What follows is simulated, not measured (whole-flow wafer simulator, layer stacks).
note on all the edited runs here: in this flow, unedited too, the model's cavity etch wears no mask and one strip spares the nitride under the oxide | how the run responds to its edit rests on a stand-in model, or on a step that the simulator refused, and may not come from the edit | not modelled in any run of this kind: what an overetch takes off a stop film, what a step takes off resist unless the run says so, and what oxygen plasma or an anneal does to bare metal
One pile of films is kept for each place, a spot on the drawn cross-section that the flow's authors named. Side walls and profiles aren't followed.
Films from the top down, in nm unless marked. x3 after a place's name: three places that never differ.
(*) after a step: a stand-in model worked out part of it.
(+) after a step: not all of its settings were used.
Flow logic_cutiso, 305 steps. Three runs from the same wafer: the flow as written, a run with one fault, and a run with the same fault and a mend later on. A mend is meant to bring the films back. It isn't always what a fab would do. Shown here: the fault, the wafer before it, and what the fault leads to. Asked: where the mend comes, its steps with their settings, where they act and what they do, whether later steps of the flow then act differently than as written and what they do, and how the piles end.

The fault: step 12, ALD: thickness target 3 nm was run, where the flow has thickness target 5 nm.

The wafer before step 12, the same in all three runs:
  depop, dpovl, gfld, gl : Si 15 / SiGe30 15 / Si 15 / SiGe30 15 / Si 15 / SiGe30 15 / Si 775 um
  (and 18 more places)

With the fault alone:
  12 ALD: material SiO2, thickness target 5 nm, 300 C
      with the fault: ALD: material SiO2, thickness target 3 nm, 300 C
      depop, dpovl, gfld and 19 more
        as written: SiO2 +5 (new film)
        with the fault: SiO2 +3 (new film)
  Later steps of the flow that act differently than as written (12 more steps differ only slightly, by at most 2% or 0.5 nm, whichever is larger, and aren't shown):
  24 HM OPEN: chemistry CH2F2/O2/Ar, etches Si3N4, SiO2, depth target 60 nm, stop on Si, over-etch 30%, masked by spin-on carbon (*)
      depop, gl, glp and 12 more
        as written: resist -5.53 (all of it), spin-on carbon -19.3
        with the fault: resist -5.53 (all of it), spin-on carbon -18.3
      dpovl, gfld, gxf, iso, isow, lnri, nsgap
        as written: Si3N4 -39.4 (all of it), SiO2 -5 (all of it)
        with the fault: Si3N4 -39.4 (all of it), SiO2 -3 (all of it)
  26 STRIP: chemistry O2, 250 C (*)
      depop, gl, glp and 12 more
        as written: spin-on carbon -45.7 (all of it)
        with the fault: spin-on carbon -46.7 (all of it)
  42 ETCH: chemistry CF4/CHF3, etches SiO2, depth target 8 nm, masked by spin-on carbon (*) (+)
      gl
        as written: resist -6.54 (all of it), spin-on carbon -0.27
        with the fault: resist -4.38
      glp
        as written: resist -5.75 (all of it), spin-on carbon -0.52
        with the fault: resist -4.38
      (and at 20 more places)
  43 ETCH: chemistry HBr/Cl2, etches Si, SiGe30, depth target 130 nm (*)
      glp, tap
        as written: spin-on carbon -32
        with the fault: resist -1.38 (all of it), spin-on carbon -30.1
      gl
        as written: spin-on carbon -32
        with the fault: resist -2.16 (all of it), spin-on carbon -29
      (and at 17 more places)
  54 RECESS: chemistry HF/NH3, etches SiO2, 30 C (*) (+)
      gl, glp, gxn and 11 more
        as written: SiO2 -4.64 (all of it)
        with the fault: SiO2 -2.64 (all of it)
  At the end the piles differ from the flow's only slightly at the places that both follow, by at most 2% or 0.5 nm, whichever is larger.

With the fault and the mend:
  The mend comes after step 12.
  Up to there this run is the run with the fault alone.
  12a ALD: material SiO2, thickness target 2 nm, 300 C (*) (the flow's step 12 once more, with other settings)
      depop, dpovl, gfld and 19 more
        SiO2 +2
  No later step of the flow acts differently than as written at any place that is followed.
  At the end the piles are the same as the flow's at every place that both follow.
